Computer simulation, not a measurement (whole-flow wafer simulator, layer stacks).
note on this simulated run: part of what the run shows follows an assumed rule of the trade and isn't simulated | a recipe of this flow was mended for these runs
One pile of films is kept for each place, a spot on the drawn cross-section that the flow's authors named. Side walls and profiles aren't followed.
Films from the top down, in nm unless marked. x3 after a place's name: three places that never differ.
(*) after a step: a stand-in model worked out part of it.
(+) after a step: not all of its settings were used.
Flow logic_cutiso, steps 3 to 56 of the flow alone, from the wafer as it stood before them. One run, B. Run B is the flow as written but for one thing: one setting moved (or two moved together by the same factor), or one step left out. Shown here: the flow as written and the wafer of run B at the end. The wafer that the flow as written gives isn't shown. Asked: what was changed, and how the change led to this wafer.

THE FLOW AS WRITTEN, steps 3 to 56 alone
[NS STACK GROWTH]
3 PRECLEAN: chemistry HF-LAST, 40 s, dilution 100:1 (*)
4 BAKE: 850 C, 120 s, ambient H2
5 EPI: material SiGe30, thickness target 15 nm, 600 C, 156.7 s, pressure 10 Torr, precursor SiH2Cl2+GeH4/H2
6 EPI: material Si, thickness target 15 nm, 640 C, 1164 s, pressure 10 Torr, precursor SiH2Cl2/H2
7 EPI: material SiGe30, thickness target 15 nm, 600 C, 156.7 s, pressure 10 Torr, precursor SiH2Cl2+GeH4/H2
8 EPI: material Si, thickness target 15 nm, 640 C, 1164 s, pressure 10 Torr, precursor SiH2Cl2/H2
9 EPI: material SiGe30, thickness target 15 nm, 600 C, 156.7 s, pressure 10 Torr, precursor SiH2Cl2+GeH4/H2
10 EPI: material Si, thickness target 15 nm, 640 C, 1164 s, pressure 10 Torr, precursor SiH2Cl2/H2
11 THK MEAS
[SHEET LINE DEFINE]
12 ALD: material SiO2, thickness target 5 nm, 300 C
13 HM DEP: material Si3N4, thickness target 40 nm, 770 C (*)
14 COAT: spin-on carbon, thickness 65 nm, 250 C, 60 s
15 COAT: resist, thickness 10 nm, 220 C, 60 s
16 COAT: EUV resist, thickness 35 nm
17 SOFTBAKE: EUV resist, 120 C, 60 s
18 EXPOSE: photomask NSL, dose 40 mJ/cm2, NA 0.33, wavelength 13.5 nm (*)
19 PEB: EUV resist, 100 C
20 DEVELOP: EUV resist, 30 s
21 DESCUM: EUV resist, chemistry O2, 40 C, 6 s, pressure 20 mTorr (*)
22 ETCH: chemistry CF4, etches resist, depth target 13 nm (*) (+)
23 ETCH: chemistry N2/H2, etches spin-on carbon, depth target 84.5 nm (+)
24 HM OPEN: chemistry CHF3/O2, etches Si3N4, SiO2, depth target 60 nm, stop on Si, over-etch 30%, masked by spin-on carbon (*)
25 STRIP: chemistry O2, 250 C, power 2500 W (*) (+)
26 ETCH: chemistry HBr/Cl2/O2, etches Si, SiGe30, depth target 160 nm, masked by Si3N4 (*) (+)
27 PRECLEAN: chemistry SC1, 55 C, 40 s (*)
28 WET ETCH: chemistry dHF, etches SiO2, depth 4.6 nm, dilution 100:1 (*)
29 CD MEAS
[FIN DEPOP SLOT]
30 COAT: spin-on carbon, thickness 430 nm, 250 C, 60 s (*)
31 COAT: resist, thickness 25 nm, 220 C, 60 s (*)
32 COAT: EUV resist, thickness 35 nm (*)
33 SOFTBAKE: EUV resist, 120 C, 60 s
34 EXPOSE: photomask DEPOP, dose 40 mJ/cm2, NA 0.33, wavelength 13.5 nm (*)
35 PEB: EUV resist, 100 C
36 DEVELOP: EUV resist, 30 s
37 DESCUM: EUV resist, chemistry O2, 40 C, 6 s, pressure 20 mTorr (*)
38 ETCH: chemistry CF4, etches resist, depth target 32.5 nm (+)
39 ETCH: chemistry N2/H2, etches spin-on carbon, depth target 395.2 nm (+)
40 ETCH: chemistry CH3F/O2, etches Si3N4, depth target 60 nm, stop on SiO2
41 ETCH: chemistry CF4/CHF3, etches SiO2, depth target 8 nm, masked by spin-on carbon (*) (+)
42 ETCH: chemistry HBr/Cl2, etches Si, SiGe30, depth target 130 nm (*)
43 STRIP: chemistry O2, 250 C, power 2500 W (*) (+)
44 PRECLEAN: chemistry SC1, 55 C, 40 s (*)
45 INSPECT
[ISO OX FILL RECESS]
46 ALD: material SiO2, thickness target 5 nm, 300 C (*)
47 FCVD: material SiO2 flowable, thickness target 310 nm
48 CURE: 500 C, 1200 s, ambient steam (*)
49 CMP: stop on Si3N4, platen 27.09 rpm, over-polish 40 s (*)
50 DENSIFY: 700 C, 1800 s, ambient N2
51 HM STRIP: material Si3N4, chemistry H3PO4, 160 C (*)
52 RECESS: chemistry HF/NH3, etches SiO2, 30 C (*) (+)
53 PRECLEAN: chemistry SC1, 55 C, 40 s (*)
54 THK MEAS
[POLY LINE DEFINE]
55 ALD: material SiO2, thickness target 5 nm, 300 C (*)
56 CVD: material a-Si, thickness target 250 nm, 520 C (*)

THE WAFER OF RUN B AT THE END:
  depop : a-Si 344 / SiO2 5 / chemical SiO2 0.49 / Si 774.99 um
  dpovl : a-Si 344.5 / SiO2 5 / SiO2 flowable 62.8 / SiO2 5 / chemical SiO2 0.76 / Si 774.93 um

The cause: step 42, ETCH: depth target 92.3 nm was run, where the flow has depth target 130 nm.

How the change led to this, step by step:
  42 ETCH: chemistry HBr/Cl2, etches Si, SiGe30, depth target 130 nm (*)
      dpovl, gfld, gl and 18 more: spin-on carbon -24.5 (as written it would be: spin-on carbon -32)
      depop: Si -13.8 (all of it), SiGe30 -15 (all of it), Si -15 (all of it), SiGe30 -15 (all of it), Si -15 (all of it), SiGe30 -15 (all of it), Si -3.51 (as written it would be: Si -13.8 (all of it), SiGe30 -15 (all of it), Si -15 (all of it), SiGe30 -15 (all of it), Si -15 (all of it), SiGe30 -15 (all of it), Si -41.2)
  43 STRIP: chemistry O2, 250 C, power 2500 W (*) (+)
      glp, tap: spin-on carbon -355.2 (all of it) (as written it would be: spin-on carbon -347.7 (all of it))
      gxp, lnr: spin-on carbon -354.1 (all of it) (as written it would be: spin-on carbon -346.6 (all of it))
      (and at 11 more places)
  47 FCVD: material SiO2 flowable, thickness target 310 nm
      depop: SiO2 flowable +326 (new film) (as written it would be: SiO2 flowable +359.8 (new film))
  52 RECESS: chemistry HF/NH3, etches SiO2, 30 C (*) (+)
      depop: SiO2 flowable -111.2 (all of it), SiO2 -5 (all of it), chemical SiO2 -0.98 (all of it) (as written it would be: SiO2 flowable -118.1)
  53 PRECLEAN: chemistry SC1, 55 C, 40 s (*)
      depop: chemical SiO2 +0.49 (new film), Si -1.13 (as written it would be: SiO2 flowable -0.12)
